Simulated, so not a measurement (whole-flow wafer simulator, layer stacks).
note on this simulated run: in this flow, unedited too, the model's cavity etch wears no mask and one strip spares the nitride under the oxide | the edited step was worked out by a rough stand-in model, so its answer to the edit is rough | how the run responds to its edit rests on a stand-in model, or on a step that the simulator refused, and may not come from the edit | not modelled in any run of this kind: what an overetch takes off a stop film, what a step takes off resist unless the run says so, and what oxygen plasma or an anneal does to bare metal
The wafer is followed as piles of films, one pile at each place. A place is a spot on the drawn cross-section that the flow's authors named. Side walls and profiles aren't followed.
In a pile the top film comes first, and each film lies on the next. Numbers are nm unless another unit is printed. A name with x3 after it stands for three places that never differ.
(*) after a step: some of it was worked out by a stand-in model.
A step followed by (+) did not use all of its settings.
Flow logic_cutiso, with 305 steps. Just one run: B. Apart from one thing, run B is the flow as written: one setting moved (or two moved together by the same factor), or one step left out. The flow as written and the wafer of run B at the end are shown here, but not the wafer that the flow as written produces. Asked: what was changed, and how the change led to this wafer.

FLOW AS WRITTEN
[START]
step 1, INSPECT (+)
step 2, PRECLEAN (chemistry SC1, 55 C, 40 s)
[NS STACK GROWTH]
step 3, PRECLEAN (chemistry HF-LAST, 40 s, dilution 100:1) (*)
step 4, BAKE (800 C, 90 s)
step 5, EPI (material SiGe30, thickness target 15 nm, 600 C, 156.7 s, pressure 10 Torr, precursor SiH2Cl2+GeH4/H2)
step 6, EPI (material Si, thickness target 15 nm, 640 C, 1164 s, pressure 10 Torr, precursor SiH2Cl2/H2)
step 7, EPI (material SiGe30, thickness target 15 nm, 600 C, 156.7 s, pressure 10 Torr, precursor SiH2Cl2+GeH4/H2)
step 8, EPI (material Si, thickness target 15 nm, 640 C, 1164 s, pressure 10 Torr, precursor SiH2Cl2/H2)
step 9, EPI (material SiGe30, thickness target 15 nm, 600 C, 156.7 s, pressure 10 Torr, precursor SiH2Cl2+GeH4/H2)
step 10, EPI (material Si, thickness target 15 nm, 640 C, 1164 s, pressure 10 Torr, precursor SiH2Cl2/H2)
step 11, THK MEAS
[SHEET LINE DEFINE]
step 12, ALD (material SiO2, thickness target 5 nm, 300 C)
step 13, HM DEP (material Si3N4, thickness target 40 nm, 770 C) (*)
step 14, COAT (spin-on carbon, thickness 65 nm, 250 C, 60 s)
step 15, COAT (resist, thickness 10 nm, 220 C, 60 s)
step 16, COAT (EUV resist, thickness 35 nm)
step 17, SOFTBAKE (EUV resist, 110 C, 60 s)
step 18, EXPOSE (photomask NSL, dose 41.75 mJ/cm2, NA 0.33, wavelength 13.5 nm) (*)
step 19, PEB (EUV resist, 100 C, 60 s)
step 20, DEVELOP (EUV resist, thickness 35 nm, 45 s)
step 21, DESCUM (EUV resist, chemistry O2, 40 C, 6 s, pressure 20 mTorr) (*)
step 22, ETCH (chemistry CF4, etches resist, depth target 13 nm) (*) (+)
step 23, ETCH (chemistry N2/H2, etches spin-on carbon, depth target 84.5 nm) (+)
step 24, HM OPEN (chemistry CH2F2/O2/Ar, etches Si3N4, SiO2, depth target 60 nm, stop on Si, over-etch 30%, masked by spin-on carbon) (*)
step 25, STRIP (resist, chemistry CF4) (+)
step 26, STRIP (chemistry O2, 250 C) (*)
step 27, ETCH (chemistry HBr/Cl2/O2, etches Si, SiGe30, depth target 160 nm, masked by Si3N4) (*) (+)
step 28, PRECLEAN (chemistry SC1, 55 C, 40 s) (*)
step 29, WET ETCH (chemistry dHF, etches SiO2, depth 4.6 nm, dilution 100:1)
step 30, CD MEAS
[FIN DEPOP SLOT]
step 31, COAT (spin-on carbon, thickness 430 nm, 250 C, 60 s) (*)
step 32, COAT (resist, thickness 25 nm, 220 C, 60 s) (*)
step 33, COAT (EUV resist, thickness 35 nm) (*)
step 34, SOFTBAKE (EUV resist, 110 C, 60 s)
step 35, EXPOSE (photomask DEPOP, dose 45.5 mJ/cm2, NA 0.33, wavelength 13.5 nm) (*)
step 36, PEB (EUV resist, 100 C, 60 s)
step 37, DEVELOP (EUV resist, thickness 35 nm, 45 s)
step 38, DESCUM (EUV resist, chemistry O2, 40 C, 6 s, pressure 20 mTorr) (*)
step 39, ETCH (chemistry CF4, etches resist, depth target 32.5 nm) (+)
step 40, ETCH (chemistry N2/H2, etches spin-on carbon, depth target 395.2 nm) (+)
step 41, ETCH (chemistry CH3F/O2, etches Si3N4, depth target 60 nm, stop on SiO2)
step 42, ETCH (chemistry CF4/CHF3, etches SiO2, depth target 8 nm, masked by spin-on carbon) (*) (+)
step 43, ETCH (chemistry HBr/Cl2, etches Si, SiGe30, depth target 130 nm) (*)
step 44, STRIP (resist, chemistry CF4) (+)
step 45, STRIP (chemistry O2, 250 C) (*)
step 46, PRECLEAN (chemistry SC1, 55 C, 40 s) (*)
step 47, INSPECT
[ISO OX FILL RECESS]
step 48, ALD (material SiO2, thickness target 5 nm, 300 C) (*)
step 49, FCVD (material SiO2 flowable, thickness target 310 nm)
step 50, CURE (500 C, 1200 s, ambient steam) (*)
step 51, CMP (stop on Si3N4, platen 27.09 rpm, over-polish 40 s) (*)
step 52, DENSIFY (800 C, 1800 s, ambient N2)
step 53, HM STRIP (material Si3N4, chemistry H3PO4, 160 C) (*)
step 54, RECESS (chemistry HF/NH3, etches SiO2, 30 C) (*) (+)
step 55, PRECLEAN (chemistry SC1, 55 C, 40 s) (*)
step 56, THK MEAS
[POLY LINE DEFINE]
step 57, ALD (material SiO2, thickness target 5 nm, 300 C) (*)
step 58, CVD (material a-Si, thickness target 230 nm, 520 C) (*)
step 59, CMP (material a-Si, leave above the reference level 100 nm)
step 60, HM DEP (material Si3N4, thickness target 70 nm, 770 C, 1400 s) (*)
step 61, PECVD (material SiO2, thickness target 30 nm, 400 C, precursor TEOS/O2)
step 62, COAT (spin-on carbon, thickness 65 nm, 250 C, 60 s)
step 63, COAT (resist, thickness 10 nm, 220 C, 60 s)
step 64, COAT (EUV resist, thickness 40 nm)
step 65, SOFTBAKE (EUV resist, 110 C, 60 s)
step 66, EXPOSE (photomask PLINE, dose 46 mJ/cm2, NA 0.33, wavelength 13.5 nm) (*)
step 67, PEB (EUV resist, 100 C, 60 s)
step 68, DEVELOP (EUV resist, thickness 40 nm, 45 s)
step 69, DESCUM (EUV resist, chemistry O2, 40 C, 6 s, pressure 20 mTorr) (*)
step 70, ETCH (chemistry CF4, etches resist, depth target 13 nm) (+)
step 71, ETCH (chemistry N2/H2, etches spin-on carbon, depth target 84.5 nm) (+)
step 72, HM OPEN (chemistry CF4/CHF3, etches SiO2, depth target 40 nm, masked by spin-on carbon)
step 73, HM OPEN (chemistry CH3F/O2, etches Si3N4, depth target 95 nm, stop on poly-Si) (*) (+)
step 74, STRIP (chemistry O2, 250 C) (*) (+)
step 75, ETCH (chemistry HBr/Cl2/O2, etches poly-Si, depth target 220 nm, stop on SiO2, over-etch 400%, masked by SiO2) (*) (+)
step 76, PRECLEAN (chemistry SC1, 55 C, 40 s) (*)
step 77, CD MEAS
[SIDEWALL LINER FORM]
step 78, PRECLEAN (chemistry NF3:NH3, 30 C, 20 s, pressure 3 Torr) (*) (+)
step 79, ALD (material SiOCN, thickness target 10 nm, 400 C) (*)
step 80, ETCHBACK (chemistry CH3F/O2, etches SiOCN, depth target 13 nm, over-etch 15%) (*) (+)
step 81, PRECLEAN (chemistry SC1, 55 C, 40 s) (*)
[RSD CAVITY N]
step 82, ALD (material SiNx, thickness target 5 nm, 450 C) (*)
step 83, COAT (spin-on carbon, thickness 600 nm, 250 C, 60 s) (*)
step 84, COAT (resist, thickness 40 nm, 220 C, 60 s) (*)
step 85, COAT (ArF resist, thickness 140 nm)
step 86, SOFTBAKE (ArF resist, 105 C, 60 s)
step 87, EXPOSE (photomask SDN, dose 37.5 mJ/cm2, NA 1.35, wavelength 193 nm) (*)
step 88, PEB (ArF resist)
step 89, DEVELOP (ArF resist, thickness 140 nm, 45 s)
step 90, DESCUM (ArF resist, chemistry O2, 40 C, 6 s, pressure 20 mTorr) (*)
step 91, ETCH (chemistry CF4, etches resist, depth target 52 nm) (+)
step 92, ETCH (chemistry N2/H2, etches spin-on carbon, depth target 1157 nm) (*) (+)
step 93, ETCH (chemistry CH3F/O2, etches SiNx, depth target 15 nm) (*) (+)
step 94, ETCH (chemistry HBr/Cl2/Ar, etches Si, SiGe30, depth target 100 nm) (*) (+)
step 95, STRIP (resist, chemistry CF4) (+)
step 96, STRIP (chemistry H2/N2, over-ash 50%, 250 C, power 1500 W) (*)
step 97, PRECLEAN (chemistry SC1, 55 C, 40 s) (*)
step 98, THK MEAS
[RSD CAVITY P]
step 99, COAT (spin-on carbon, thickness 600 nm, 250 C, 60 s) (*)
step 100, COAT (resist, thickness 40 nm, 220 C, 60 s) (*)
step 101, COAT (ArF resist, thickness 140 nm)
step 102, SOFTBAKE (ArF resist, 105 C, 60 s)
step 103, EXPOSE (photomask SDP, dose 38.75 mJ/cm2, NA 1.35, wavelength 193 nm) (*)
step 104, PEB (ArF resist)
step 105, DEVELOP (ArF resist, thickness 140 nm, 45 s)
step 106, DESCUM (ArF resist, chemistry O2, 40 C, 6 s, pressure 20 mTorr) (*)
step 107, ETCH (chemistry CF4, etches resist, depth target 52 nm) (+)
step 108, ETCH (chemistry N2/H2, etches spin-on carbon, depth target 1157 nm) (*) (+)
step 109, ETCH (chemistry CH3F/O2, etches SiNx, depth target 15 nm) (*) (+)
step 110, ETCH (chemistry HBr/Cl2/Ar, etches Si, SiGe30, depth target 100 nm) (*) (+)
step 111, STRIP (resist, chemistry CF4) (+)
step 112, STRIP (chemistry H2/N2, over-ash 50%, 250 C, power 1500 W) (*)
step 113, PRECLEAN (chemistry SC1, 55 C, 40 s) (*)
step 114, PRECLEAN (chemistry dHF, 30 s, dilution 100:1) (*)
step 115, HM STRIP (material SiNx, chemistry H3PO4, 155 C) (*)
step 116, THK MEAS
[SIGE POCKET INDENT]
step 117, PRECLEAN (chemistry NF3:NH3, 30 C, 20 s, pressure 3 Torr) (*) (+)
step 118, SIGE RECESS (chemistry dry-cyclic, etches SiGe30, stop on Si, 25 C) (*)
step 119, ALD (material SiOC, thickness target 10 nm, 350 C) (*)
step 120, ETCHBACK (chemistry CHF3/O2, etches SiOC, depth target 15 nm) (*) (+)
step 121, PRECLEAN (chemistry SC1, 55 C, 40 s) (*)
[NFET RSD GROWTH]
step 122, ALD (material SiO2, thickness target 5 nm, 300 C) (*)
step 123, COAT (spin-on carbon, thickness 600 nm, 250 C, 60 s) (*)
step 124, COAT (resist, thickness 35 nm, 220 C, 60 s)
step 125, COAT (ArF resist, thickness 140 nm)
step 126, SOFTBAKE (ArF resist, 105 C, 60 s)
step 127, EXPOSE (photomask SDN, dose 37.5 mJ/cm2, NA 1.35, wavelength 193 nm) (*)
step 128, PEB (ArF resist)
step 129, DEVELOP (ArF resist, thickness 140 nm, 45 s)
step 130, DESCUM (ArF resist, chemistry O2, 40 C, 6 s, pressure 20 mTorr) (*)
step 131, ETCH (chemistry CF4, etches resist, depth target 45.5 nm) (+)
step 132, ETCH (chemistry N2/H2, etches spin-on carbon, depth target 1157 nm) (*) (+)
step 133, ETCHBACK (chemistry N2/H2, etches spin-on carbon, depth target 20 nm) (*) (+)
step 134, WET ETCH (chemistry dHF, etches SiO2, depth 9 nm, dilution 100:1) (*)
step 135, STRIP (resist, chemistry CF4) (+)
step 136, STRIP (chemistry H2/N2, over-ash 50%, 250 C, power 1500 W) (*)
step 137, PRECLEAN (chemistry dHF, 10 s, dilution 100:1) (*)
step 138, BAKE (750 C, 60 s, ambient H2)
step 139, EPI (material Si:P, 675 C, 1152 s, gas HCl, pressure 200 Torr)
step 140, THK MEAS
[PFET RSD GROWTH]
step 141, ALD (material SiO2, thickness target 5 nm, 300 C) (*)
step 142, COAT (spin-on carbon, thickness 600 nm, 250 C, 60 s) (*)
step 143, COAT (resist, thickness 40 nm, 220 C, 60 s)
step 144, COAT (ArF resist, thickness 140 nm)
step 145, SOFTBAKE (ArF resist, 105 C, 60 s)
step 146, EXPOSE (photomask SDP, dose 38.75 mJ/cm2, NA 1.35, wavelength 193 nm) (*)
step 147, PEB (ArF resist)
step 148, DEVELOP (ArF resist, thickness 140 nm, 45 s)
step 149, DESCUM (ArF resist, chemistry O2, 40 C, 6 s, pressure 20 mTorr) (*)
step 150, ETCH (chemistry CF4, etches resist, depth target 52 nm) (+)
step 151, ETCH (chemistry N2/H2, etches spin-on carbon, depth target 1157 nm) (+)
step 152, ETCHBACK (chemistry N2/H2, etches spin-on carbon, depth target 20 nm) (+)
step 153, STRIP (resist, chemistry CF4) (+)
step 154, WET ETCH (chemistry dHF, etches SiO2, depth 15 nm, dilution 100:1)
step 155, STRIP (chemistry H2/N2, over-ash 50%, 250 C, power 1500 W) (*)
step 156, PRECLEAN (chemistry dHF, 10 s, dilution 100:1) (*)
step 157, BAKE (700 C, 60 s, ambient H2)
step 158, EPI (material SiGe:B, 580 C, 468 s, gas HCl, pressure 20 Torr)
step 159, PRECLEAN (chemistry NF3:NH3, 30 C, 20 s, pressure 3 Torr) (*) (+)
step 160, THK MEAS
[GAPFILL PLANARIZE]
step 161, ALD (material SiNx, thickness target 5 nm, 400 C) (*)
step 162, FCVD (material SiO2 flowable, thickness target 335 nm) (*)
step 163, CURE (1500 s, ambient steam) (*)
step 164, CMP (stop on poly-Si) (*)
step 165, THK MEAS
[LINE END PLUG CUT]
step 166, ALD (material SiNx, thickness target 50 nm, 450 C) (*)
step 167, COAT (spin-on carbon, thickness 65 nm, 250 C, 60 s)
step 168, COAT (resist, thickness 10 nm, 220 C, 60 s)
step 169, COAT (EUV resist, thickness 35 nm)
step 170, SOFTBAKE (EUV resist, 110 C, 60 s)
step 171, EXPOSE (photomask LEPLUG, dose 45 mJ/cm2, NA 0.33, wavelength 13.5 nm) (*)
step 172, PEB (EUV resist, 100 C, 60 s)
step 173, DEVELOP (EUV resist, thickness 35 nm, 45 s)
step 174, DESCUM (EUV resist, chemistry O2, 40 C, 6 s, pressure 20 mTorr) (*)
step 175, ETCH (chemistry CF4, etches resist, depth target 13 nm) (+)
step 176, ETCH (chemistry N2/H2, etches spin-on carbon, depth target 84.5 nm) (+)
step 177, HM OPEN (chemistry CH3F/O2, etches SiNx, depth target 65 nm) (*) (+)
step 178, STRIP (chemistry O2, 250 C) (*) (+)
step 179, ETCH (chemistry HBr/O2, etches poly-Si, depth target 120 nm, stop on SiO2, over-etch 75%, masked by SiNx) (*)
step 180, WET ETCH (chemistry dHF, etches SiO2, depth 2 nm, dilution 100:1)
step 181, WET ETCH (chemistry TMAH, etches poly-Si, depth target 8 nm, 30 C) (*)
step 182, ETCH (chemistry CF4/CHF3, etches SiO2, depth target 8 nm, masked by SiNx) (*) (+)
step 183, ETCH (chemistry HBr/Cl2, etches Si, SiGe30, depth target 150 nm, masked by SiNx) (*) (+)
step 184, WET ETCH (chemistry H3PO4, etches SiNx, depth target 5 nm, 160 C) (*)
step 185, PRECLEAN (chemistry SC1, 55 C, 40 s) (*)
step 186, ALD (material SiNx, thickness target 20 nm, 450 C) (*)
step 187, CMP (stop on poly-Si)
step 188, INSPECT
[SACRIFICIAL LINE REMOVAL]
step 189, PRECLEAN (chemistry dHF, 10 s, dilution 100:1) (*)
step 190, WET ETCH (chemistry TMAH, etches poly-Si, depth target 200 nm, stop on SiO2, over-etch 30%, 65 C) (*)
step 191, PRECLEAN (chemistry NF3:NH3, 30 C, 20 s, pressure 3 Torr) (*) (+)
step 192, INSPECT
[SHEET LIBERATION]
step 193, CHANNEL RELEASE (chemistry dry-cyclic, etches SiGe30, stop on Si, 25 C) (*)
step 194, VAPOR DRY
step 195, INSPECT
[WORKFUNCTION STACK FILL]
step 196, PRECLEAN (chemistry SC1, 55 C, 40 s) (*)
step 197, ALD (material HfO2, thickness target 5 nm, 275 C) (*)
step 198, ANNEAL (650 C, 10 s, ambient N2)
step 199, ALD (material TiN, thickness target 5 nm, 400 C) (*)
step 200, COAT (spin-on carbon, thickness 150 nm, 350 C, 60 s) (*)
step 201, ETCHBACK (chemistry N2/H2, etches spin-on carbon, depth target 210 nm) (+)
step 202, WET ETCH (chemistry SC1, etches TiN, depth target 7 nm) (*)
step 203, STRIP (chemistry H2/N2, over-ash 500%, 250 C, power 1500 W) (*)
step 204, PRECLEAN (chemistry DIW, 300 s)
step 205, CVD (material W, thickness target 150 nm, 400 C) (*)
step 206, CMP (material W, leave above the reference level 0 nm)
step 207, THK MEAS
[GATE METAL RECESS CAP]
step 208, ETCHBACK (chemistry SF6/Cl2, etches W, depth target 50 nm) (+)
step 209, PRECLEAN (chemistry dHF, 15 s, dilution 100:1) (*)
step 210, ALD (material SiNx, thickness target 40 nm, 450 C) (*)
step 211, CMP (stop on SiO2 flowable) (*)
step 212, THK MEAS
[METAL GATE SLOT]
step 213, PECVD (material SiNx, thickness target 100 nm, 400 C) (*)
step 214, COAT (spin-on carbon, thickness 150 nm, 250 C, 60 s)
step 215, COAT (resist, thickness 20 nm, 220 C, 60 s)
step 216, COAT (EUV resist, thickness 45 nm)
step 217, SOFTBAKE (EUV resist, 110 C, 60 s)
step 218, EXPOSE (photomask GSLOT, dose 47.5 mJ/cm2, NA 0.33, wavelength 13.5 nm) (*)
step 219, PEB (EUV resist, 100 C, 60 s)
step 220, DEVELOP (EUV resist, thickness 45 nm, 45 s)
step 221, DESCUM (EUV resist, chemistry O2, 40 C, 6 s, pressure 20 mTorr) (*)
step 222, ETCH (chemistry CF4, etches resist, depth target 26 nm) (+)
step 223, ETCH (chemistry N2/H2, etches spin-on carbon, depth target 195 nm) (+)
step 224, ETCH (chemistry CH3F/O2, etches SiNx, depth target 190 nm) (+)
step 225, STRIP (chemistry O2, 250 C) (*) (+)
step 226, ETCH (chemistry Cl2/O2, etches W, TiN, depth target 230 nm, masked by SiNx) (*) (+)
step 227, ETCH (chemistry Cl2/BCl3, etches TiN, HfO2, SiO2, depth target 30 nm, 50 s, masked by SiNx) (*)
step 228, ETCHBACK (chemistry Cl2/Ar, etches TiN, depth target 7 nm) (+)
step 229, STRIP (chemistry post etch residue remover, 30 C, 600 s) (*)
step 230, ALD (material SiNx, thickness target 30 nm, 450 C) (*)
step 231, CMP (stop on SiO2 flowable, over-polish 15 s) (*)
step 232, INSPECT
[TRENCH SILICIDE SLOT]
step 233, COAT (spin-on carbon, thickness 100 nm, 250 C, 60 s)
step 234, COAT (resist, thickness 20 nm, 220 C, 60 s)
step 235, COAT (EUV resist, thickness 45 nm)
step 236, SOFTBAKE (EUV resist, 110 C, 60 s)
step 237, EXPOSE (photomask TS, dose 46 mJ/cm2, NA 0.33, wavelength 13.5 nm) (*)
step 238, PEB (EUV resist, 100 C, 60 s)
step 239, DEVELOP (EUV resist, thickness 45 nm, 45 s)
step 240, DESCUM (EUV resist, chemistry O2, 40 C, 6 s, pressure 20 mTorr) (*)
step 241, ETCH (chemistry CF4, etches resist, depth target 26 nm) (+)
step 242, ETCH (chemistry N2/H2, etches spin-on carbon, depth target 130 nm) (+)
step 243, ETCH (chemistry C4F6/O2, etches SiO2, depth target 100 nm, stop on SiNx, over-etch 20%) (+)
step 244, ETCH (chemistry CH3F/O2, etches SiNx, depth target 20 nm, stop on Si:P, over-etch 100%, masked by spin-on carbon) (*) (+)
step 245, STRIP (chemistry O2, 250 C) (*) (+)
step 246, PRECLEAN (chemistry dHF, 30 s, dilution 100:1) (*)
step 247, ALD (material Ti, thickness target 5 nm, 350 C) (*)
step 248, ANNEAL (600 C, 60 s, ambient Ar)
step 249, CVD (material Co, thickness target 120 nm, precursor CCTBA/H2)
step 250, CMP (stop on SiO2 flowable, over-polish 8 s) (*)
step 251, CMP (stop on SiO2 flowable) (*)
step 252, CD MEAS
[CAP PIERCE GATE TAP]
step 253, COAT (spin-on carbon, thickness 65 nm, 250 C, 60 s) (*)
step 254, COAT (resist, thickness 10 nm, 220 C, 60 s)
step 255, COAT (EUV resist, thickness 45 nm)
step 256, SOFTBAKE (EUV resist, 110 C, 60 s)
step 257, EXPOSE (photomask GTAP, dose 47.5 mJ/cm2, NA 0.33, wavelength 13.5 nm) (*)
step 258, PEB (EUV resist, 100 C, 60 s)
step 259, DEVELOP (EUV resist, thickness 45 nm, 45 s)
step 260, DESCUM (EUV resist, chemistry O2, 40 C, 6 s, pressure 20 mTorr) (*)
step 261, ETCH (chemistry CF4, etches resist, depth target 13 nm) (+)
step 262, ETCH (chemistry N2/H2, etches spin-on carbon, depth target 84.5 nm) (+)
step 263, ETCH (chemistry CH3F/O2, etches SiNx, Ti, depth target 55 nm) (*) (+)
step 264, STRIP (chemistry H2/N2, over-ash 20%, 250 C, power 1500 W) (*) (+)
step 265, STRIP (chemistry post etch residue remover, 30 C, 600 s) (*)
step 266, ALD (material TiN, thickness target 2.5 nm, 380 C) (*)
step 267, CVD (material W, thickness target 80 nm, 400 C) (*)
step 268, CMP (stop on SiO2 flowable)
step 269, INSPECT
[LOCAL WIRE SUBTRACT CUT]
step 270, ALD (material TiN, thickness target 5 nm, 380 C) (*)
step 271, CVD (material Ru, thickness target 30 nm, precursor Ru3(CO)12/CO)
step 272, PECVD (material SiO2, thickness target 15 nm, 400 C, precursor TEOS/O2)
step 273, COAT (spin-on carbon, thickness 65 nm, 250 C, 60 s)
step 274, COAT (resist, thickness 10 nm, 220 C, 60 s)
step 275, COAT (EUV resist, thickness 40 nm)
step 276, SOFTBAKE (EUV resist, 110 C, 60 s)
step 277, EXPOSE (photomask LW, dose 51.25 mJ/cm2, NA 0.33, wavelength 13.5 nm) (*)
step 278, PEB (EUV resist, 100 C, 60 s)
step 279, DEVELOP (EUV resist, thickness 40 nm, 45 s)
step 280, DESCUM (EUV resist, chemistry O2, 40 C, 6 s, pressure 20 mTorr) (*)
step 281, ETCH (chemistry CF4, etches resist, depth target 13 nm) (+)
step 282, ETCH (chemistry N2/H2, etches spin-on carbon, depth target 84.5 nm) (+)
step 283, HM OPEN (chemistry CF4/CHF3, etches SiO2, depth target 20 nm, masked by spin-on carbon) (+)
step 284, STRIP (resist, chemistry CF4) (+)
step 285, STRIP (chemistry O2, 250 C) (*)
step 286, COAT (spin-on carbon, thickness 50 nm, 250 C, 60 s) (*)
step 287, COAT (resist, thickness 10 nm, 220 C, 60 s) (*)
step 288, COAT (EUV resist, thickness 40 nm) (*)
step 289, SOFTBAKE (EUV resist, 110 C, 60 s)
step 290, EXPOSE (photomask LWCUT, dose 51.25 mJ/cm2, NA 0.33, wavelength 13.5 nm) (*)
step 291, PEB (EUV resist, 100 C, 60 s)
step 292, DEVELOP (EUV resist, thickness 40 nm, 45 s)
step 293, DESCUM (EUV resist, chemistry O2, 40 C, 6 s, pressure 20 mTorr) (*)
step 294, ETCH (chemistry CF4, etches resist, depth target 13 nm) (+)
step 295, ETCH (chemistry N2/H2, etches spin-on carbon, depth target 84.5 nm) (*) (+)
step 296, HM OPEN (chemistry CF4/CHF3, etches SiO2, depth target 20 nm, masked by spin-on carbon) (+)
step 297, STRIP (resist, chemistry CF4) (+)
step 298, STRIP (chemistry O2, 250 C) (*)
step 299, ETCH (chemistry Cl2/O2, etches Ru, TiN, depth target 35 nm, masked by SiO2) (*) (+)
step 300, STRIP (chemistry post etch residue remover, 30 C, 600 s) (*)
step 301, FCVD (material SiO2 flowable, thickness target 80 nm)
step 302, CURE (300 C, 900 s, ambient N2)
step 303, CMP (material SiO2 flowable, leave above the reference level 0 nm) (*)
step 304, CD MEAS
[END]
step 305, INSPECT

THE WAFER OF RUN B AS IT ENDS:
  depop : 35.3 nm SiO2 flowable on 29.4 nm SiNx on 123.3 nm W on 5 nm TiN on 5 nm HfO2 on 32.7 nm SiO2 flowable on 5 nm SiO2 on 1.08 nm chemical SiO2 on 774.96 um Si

Cause: step 200, COAT: thickness 180 nm was run, though the flow has thickness 150 nm.

How this came from the change, step by step:
  step 200, COAT (spin-on carbon, thickness 150 nm, 350 C, 60 s) (*)
      gl, glp, gxn, gxp: spin-on carbon gains 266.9 (new film) (as written it would have been: spin-on carbon gains 236.9 (new film))
      lnr, lnrp: spin-on carbon gains 163.9 (new film) (as written it would have been: spin-on carbon gains 133.9 (new film))
      (as well as at 16 more places)
  step 201, ETCHBACK (chemistry N2/H2, etches spin-on carbon, depth target 210 nm) (+)
      depop: spin-on carbon loses 210 (as written it would have been: spin-on carbon loses 194.7 (all of it))
      dpovl: spin-on carbon loses 210 (as written it would have been: spin-on carbon loses 194.8 (all of it))
      (as well as at 13 more places)
  step 202, WET ETCH (chemistry SC1, etches TiN, depth target 7 nm) (*)
      depop, dpovl, isow, nsgap: spin-on carbon loses 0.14 (as written it would have been: TiN loses 5 (all of it))
  step 203, STRIP (chemistry H2/N2, over-ash 500%, 250 C, power 1500 W) (*)
      depop, dpovl: spin-on carbon loses 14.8 (all of it) (as written it would have been: nothing)
      isow: spin-on carbon loses 15.3 (all of it) (as written it would have been: nothing)
      (as well as at 8 more places)
